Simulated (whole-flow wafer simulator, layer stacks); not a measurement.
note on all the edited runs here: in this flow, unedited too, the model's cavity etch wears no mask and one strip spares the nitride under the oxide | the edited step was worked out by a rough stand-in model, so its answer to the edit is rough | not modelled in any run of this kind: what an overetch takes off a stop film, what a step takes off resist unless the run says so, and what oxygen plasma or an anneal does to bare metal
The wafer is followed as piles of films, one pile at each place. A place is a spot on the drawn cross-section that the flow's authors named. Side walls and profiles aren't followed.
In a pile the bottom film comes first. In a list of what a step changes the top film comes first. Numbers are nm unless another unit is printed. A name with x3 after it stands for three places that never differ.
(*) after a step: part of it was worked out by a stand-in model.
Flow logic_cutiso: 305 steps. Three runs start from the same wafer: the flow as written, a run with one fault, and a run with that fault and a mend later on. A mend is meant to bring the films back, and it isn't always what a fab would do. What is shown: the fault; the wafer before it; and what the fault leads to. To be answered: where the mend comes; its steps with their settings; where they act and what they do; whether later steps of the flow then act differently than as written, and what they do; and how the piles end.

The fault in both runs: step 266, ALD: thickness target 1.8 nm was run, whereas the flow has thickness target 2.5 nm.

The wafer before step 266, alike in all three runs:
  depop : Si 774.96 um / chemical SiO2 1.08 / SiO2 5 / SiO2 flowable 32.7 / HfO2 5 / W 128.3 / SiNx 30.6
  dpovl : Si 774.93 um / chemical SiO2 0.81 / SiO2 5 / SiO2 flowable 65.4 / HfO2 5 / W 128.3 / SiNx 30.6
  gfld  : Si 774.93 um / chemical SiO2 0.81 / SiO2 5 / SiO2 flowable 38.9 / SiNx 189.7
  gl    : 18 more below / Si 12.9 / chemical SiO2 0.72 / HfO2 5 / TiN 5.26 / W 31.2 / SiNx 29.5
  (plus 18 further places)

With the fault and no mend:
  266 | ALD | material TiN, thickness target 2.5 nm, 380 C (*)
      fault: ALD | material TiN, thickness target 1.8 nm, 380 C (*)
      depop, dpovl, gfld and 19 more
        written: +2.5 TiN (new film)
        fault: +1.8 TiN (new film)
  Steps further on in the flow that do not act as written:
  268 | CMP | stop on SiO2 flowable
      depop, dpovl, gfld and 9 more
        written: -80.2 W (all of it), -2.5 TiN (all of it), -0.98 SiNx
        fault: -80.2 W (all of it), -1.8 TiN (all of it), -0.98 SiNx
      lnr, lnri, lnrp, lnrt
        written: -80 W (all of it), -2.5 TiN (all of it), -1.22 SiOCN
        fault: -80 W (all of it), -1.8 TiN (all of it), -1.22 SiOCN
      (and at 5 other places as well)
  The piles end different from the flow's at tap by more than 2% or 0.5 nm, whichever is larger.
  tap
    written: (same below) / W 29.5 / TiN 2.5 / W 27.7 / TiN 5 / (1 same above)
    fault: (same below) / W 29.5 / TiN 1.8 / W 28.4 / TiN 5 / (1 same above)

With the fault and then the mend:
  The mend stands after step 266.
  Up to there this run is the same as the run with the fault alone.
  266a | ALD | material TiN, thickness target 0.7 nm, 380 C (*) (the flow's step 266, run once more with other settings)
      depop, dpovl, gfld and 19 more
        +0.7 TiN
  None of the later steps of the flow acts differently than as written at any place that is followed.
  The piles end the same as the flow's at every place that both follow.
